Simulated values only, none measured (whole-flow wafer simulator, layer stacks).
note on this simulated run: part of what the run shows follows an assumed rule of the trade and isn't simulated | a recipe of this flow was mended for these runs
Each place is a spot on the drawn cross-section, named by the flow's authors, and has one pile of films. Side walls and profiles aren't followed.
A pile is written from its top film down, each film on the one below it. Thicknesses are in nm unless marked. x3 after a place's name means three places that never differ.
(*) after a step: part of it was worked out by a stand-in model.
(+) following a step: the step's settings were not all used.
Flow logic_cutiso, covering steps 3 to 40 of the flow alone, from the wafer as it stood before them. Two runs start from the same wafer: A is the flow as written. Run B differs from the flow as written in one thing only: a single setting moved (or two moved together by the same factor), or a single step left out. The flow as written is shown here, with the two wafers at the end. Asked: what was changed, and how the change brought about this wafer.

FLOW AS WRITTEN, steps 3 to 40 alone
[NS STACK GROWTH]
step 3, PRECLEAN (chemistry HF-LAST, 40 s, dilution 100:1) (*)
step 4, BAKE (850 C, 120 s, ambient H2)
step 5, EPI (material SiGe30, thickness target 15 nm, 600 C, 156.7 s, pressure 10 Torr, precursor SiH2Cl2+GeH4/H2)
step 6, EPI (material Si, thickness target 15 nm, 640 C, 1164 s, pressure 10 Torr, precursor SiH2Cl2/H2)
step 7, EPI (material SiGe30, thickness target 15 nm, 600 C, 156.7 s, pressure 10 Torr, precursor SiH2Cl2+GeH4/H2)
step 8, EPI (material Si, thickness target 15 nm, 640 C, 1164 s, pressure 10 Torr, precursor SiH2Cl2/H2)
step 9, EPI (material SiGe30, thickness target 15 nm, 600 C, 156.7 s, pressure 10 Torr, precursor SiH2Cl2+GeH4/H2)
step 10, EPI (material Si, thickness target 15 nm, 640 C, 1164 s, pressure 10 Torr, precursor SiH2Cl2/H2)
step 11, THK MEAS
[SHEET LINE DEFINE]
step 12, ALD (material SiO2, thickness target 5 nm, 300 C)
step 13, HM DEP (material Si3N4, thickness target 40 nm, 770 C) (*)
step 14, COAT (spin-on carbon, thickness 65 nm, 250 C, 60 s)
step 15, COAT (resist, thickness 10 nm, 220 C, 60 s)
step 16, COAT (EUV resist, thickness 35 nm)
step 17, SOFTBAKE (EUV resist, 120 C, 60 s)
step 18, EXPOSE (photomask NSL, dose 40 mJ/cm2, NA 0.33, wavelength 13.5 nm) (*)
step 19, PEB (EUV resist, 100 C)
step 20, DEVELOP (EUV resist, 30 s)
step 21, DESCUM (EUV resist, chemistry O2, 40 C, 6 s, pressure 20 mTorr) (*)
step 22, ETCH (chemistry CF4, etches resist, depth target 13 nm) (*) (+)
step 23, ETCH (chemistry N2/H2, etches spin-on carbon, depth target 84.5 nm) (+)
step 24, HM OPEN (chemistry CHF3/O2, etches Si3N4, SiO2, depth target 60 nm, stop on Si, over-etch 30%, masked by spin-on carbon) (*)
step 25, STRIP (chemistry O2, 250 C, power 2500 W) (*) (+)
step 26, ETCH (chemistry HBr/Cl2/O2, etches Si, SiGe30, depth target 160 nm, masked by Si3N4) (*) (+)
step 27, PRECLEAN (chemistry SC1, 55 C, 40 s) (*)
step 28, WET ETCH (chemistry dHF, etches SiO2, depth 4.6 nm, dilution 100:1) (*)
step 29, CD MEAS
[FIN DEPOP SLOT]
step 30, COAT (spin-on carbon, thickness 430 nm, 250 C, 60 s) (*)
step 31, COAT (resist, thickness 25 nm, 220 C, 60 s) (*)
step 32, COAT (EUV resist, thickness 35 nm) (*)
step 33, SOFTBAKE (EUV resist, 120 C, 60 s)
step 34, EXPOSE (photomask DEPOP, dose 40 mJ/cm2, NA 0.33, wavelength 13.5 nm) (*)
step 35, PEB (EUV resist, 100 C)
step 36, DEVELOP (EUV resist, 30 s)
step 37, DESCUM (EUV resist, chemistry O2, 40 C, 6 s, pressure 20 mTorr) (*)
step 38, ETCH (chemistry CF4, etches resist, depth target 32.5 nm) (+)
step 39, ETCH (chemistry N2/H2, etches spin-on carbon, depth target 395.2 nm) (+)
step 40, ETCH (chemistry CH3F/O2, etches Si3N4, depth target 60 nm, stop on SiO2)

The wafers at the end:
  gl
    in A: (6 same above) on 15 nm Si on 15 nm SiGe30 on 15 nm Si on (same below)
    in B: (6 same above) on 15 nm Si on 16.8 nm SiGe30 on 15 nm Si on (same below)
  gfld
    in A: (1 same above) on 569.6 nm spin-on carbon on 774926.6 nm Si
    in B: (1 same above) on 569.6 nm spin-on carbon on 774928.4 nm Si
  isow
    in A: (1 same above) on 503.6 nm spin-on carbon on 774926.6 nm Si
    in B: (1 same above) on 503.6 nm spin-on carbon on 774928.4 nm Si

Cause: step 7, EPI: thickness target 16.8 nm was run, while the flow as written has thickness target 15 nm; step 7, EPI: 175.5 s was run, where the flow has 156.7 s.
The wafer itself shows it: gl has SiGe30 16.8, and step 7 as written asks for 15 nm.

The path from the change to this, step by step:
  step 7, EPI (material SiGe30, thickness target 15 nm, 600 C, 156.7 s, pressure 10 Torr, precursor SiH2Cl2+GeH4/H2)
      depop, dpovl, gfld and 19 more: A SiGe30 gains 15 (new film) | B SiGe30 gains 16.8 (new film)
  step 26, ETCH (chemistry HBr/Cl2/O2, etches Si, SiGe30, depth target 160 nm, masked by Si3N4) (*) (+)
      dpovl, gfld, gxf, iso, isow, lnri, nsgap: A chemical SiO2 loses 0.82 (all of it), Si loses 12 (all of it), SiGe30 loses 15 (all of it), Si loses 15 (all of it), SiGe30 loses 15 (all of it), Si loses 15 (all of it), SiGe30 loses 15 (all of it), Si loses 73 | B chemical SiO2 loses 0.82 (all of it), Si loses 12 (all of it), SiGe30 loses 15 (all of it), Si loses 15 (all of it), SiGe30 loses 16.8 (all of it), Si loses 15 (all of it), SiGe30 loses 15 (all of it), Si loses 71.2
